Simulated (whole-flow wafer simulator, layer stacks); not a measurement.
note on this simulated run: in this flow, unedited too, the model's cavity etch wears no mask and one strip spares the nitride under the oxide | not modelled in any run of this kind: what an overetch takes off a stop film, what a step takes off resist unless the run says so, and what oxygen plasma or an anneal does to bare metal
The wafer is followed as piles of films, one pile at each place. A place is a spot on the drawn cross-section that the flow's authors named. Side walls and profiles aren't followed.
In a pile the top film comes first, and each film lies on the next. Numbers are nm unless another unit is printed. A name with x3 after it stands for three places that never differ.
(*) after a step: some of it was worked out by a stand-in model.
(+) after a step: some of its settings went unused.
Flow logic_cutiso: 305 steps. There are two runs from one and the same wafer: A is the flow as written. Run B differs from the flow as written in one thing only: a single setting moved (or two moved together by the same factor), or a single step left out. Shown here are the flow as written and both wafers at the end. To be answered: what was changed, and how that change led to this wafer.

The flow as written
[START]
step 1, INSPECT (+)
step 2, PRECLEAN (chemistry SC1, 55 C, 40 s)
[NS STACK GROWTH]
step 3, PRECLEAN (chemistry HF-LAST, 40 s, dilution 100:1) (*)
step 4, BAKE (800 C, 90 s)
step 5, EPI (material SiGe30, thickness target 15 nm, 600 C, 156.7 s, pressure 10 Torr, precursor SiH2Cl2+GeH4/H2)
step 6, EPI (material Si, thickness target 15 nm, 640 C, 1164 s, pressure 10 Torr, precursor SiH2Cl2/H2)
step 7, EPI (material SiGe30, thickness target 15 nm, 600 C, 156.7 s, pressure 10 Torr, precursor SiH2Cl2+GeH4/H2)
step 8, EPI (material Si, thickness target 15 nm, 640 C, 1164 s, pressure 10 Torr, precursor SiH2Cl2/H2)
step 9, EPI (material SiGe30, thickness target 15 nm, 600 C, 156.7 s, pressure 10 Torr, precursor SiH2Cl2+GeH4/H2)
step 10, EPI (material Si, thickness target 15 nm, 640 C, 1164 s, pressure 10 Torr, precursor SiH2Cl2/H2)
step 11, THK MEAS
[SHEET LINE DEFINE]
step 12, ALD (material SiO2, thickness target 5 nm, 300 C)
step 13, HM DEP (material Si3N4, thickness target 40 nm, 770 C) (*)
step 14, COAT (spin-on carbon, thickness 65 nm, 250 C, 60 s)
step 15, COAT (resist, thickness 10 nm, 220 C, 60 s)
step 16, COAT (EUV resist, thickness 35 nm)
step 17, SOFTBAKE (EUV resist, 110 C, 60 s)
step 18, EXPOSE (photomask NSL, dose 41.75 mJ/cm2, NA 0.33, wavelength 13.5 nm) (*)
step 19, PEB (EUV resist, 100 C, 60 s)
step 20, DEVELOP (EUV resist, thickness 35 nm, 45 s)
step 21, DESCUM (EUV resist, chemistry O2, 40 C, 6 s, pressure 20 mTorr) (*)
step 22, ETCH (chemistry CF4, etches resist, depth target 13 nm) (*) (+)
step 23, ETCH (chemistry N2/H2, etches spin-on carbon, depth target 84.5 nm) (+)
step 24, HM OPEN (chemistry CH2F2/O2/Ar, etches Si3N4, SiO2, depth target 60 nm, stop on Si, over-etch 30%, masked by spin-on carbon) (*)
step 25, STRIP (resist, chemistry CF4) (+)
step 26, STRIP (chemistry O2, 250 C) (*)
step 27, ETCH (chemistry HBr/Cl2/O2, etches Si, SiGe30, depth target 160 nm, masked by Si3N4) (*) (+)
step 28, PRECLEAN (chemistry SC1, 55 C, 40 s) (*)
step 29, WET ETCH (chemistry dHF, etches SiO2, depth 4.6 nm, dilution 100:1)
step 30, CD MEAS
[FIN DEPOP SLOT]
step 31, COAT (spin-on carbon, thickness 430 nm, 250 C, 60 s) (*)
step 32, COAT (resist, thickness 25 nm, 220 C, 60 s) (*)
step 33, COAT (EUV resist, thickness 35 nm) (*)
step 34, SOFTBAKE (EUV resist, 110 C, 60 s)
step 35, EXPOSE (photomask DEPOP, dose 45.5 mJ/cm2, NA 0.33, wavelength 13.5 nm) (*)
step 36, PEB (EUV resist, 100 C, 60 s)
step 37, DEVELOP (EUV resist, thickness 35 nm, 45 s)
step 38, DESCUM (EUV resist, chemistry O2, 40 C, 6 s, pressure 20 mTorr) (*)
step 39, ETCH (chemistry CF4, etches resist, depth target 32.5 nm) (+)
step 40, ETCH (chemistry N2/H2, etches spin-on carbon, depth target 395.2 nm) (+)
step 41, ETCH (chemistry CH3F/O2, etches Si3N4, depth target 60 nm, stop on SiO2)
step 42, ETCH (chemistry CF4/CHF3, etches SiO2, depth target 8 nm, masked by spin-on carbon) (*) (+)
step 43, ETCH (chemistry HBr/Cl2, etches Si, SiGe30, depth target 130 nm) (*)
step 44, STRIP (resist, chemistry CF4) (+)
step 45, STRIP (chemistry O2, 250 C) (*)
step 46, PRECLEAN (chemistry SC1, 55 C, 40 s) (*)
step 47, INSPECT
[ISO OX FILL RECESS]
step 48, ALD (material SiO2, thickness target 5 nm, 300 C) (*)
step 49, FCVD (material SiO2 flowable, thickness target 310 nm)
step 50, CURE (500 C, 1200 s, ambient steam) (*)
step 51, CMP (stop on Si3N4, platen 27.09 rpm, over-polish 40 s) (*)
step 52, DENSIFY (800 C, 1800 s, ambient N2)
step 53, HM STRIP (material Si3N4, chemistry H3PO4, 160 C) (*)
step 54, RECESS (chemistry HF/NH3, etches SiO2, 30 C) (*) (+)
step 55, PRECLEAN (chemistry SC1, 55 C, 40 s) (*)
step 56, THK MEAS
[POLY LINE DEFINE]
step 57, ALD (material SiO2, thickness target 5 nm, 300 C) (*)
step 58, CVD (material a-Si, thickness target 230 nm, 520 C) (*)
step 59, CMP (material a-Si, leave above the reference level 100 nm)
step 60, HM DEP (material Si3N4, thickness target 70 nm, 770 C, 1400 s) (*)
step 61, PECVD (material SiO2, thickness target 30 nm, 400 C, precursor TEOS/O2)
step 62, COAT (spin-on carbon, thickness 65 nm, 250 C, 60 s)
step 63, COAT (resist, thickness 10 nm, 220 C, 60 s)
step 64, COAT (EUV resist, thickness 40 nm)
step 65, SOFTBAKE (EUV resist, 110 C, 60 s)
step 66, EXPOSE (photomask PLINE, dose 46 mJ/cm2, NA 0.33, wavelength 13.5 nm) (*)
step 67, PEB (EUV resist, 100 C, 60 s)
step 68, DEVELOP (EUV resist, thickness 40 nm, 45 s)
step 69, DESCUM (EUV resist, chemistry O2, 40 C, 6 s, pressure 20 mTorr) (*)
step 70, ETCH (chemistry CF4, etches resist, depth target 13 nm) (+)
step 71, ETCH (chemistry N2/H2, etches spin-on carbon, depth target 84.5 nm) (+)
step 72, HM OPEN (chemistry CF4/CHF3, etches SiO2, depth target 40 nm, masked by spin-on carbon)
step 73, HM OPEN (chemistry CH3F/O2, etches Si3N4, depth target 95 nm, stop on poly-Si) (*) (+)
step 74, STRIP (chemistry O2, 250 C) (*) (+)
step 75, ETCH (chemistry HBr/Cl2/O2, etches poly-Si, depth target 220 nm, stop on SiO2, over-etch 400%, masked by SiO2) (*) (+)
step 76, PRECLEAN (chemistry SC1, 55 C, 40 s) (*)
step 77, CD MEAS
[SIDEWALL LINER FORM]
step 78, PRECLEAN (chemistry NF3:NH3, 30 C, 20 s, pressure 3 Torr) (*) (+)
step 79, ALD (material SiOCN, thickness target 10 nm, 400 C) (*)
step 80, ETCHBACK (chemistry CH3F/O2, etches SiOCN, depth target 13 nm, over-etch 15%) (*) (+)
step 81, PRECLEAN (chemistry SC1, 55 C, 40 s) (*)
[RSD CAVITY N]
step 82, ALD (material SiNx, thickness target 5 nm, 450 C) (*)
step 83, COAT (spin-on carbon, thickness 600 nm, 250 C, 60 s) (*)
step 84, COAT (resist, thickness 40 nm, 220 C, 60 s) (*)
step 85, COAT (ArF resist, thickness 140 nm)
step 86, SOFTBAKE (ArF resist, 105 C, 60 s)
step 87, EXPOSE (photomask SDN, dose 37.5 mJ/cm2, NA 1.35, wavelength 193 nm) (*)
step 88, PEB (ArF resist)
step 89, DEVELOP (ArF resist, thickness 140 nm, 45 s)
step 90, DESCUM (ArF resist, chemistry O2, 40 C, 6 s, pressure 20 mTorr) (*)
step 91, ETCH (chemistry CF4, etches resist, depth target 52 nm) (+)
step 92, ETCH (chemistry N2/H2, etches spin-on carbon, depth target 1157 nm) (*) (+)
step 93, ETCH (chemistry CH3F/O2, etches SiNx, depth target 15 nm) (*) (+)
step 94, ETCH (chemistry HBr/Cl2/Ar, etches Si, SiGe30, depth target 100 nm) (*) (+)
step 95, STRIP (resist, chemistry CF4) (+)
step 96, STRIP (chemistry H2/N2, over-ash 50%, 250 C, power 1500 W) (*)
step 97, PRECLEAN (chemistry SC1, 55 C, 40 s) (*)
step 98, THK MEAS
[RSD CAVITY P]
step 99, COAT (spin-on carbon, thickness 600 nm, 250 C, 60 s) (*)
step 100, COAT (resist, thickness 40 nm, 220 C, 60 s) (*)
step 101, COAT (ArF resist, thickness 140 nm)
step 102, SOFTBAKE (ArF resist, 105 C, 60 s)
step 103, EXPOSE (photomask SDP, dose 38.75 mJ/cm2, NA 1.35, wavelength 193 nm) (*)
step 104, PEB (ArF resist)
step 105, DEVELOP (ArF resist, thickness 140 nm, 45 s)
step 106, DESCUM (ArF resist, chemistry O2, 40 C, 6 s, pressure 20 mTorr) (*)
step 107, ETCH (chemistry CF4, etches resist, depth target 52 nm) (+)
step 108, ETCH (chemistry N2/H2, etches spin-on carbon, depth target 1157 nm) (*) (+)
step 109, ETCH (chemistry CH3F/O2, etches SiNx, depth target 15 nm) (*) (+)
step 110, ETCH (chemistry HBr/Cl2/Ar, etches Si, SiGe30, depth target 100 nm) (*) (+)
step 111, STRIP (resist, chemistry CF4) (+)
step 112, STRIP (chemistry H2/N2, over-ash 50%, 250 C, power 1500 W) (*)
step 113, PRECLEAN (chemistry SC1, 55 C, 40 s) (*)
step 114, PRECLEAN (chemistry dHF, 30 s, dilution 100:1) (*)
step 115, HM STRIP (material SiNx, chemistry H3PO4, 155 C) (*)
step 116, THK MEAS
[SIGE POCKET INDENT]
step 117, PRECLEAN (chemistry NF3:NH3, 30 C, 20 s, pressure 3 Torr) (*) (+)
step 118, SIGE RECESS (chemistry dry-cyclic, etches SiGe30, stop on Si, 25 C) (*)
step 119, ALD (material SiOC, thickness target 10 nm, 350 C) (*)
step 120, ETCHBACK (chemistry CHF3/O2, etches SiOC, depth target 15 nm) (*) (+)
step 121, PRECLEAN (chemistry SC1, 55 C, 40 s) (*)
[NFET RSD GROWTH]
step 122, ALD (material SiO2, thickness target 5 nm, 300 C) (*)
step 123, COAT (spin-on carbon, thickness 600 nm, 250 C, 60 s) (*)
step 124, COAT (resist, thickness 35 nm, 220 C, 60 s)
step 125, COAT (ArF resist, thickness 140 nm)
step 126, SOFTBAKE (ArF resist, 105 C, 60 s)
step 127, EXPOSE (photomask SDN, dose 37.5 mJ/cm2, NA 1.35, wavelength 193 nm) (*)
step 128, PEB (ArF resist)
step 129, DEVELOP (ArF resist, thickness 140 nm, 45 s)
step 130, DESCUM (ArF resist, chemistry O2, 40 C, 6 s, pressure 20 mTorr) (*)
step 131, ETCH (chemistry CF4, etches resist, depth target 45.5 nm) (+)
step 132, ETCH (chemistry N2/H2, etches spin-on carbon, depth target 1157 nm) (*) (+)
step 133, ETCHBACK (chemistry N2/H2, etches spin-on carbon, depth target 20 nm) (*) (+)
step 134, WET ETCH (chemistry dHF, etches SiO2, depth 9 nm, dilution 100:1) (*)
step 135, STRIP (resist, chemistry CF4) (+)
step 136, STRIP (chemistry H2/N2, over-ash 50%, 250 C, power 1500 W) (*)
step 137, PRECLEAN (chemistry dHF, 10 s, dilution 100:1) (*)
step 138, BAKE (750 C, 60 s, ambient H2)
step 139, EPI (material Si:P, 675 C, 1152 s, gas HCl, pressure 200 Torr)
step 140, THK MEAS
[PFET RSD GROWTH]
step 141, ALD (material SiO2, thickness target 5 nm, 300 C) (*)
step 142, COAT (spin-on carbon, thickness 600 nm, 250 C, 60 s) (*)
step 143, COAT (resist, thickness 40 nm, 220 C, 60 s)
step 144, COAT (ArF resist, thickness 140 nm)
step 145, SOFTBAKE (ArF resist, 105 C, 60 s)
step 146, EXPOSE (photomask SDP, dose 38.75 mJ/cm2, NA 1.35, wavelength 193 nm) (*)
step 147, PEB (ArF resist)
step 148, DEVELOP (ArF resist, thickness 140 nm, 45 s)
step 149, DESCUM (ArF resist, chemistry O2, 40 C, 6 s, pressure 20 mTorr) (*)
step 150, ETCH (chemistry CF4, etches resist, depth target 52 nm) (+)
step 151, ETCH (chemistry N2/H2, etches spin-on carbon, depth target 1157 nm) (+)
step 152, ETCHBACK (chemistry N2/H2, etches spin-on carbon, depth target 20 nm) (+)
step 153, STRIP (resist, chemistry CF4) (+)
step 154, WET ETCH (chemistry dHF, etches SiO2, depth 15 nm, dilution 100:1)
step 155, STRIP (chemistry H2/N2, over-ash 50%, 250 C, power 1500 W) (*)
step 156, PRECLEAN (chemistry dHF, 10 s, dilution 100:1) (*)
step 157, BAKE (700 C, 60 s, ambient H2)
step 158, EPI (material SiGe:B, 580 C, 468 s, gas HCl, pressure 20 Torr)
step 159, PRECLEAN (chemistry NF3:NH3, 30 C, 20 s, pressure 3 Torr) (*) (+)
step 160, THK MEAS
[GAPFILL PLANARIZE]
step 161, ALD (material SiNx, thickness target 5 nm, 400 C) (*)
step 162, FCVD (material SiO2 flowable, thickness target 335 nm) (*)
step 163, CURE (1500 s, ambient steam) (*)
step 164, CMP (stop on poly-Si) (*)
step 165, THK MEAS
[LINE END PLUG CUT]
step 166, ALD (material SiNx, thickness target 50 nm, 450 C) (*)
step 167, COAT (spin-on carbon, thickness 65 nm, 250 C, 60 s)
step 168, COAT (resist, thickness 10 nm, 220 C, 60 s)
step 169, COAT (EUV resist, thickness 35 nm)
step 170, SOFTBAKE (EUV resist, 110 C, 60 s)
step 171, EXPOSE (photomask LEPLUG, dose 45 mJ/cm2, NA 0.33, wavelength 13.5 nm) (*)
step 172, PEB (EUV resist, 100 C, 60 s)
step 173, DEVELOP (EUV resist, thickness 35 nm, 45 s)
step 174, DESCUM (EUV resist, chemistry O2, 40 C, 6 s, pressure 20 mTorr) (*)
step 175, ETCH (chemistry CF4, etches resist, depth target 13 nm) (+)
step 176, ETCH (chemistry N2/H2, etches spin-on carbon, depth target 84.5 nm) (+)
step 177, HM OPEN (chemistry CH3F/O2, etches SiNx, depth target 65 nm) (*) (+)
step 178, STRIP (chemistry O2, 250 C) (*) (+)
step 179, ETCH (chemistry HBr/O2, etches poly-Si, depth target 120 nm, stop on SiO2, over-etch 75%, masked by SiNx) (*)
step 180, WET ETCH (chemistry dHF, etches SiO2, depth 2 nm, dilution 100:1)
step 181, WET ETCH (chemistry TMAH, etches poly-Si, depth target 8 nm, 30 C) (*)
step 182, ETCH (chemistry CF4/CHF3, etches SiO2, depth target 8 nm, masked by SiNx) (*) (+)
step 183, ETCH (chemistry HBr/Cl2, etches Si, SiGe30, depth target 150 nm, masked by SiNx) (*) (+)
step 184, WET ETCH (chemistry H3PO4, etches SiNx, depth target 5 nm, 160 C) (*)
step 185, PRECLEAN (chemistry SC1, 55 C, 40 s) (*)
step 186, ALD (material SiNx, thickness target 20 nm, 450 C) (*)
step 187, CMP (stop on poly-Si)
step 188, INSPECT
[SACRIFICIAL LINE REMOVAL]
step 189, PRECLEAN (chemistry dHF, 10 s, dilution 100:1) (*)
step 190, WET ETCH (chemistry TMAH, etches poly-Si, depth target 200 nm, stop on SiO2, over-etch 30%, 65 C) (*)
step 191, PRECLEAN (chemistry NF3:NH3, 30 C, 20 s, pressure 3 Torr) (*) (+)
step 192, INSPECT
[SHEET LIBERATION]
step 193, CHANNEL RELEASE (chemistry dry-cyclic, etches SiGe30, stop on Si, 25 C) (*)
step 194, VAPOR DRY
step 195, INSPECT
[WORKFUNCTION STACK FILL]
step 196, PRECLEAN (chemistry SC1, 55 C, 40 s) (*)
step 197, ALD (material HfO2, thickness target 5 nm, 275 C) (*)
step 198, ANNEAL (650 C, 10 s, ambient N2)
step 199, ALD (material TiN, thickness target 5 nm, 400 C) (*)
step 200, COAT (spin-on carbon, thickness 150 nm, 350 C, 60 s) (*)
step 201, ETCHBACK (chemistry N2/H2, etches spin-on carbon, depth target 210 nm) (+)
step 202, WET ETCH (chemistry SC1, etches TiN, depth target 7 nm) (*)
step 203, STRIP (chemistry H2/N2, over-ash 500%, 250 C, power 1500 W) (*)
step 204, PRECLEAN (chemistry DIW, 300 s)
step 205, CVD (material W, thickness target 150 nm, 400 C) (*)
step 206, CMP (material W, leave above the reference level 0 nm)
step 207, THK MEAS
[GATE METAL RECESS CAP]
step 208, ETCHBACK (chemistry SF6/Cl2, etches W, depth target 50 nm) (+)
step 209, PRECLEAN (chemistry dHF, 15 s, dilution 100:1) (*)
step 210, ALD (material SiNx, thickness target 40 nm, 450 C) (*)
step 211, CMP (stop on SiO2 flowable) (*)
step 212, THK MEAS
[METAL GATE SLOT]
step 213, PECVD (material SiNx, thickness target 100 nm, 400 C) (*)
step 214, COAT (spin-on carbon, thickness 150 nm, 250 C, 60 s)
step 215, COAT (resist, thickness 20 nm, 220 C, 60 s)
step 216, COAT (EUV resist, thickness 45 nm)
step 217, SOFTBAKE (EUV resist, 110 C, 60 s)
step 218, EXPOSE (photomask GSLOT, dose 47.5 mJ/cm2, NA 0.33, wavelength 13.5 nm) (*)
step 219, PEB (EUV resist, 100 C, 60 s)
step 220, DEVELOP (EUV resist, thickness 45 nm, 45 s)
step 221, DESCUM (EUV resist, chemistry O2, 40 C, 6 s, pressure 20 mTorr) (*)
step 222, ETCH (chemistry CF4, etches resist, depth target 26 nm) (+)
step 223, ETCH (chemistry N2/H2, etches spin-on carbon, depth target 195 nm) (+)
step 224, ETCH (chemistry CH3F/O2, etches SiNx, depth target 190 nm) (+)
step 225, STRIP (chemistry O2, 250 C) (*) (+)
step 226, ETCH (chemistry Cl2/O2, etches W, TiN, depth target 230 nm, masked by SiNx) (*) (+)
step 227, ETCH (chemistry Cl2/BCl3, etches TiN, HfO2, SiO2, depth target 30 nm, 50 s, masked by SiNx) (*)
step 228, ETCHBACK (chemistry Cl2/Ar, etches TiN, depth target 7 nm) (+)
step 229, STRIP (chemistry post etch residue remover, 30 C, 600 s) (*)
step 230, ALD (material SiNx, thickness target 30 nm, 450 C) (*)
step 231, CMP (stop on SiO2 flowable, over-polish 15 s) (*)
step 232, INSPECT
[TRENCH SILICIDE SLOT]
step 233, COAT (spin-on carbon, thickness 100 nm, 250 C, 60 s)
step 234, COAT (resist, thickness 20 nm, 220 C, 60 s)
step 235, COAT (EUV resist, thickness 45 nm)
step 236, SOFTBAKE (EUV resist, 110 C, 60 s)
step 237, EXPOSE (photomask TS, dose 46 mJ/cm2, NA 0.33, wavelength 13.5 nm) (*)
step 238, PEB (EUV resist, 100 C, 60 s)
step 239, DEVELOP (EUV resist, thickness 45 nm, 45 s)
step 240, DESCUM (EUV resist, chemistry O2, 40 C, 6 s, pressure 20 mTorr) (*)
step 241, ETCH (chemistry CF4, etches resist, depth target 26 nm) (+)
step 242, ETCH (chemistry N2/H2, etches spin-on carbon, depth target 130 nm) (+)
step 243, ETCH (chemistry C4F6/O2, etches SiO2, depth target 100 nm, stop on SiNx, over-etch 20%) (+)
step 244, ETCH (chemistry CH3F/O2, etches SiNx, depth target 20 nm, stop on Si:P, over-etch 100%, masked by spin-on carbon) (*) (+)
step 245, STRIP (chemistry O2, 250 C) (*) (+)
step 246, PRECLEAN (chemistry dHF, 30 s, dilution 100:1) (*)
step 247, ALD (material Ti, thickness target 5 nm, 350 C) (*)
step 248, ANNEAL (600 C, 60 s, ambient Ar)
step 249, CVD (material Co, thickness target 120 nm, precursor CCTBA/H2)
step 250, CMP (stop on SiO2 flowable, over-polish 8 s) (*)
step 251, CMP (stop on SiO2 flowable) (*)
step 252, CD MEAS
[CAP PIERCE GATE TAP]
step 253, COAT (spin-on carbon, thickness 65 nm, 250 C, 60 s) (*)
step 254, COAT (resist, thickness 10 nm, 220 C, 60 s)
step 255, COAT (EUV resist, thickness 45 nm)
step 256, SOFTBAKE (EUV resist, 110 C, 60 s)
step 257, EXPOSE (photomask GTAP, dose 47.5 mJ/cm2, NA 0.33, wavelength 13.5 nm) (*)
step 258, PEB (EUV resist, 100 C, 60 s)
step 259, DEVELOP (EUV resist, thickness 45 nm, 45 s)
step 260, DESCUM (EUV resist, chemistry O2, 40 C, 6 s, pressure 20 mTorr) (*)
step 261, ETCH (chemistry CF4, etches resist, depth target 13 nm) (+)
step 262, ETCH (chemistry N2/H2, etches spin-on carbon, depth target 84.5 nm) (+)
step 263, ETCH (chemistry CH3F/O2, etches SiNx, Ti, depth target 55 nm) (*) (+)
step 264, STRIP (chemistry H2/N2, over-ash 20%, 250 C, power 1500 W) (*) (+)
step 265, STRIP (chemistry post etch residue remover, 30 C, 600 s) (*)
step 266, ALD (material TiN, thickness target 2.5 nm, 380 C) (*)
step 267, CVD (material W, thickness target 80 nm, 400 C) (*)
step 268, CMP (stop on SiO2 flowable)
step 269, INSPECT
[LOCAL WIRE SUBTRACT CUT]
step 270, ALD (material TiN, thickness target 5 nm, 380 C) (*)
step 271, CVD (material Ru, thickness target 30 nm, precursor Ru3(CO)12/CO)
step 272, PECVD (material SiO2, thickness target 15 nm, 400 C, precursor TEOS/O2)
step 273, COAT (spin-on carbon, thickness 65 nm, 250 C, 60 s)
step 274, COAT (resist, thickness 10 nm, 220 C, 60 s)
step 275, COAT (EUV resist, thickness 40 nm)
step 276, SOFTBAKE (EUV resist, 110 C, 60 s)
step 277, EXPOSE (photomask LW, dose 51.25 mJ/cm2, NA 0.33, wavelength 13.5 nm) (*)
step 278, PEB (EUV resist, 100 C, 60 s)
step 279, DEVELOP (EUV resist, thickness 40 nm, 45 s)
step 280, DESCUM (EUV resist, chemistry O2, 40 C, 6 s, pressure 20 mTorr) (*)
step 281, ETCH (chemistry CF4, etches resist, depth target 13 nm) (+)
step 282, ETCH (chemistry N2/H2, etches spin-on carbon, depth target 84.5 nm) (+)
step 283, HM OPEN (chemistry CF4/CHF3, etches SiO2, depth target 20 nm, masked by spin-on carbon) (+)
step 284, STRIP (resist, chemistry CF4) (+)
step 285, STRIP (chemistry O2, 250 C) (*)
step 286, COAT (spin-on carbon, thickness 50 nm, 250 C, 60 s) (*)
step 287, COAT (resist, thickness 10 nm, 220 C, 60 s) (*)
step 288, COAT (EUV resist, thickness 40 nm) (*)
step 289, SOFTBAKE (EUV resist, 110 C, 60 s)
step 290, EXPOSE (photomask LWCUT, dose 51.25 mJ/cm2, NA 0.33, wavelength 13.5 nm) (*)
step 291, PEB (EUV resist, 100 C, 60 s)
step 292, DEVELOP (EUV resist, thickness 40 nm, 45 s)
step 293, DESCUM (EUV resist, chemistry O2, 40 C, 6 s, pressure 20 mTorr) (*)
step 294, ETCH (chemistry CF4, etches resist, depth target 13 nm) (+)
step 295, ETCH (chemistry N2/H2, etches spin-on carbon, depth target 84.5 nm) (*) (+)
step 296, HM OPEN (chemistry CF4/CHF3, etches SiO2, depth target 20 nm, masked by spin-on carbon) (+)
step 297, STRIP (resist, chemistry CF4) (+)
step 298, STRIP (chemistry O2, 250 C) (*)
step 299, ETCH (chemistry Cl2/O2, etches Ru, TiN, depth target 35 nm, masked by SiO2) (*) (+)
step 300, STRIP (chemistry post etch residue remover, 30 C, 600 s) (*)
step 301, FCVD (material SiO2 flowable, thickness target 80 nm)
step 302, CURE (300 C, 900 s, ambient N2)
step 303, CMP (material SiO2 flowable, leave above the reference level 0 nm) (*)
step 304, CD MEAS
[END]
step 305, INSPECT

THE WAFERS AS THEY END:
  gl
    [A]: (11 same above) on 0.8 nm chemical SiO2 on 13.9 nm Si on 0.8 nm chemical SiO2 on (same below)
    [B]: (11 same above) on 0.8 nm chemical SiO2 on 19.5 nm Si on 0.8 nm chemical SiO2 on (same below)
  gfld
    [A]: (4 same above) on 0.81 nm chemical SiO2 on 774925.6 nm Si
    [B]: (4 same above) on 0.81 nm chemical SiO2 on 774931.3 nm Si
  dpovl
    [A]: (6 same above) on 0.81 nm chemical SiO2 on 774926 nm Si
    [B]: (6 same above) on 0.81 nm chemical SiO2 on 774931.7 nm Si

The reason: step 8, EPI: thickness target 20.6 nm was run, whereas the flow has thickness target 15 nm; step 8, EPI: 1601 s was run, where the flow has 1164 s.

The path from the change to this, step by step:
  step 8, EPI (material Si, thickness target 15 nm, 640 C, 1164 s, pressure 10 Torr, precursor SiH2Cl2/H2)
      depop, dpovl, gfld and 19 more: A +15 Si (new film) | B +20.6 Si (new film)
  step 27, ETCH (chemistry HBr/Cl2/O2, etches Si, SiGe30, depth target 160 nm, masked by Si3N4) (*) (+)
      gfld, gxf, iso, lnri: A -0.79 chemical SiO2 (all of it), -11.4 Si (all of it), -15 SiGe30 (all of it), -15 Si (all of it), -15 SiGe30 (all of it), -15 Si (all of it), -15 SiGe30 (all of it), -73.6 Si | B -0.79 chemical SiO2 (all of it), -11.4 Si (all of it), -15 SiGe30 (all of it), -20.6 Si (all of it), -15 SiGe30 (all of it), -15 Si (all of it), -15 SiGe30 (all of it), -68 Si
      dpovl, nsgap: A -0.79 chemical SiO2 (all of it), -11.8 Si (all of it), -15 SiGe30 (all of it), -15 Si (all of it), -15 SiGe30 (all of it), -15 Si (all of it), -15 SiGe30 (all of it), -73.2 Si | B -0.79 chemical SiO2 (all of it), -11.8 Si (all of it), -15 SiGe30 (all of it), -20.6 Si (all of it), -15 SiGe30 (all of it), -15 Si (all of it), -15 SiGe30 (all of it), -67.6 Si
      (as well as at 1 more place)
  step 43, ETCH (chemistry HBr/Cl2, etches Si, SiGe30, depth target 130 nm) (*)
      depop: A -14 Si (all of it), -15 SiGe30 (all of it), -15 Si (all of it), -15 SiGe30 (all of it), -15 Si (all of it), -15 SiGe30 (all of it), -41 Si | B -14 Si (all of it), -15 SiGe30 (all of it), -20.6 Si (all of it), -15 SiGe30 (all of it), -15 Si (all of it), -15 SiGe30 (all of it), -35.3 Si
  step 94, ETCH (chemistry HBr/Cl2/Ar, etches Si, SiGe30, depth target 100 nm) (*) (+)
      rsdn, rsdx: A -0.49 chemical SiO2 (all of it), -12.8 Si (all of it), -15 SiGe30 (all of it), -15 Si (all of it), -15 SiGe30 (all of it), -15 Si (all of it), -15 SiGe30 (all of it), -12.2 Si | B -0.49 chemical SiO2 (all of it), -12.8 Si (all of it), -15 SiGe30 (all of it), -20.6 Si (all of it), -15 SiGe30 (all of it), -15 Si (all of it), -15 SiGe30 (all of it), -6.54 Si
  step 110, ETCH (chemistry HBr/Cl2/Ar, etches Si, SiGe30, depth target 100 nm) (*) (+)
      rsdp, rsdw: A -0.49 chemical SiO2 (all of it), -12.8 Si (all of it), -15 SiGe30 (all of it), -15 Si (all of it), -15 SiGe30 (all of it), -15 Si (all of it), -15 SiGe30 (all of it), -12.2 Si | B -0.49 chemical SiO2 (all of it), -12.8 Si (all of it), -15 SiGe30 (all of it), -20.6 Si (all of it), -15 SiGe30 (all of it), -15 Si (all of it), -15 SiGe30 (all of it), -6.54 Si
  step 183, ETCH (chemistry HBr/Cl2, etches Si, SiGe30, depth target 150 nm, masked by SiNx) (*) (+)
      plug: A -13.6 Si (all of it), -15 SiGe30 (all of it), -15 Si (all of it), -15 SiGe30 (all of it), -15 Si (all of it), -15 SiGe30 (all of it), -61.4 Si | B -13.6 Si (all of it), -15 SiGe30 (all of it), -20.6 Si (all of it), -15 SiGe30 (all of it), -15 Si (all of it), -15 SiGe30 (all of it), -55.8 Si
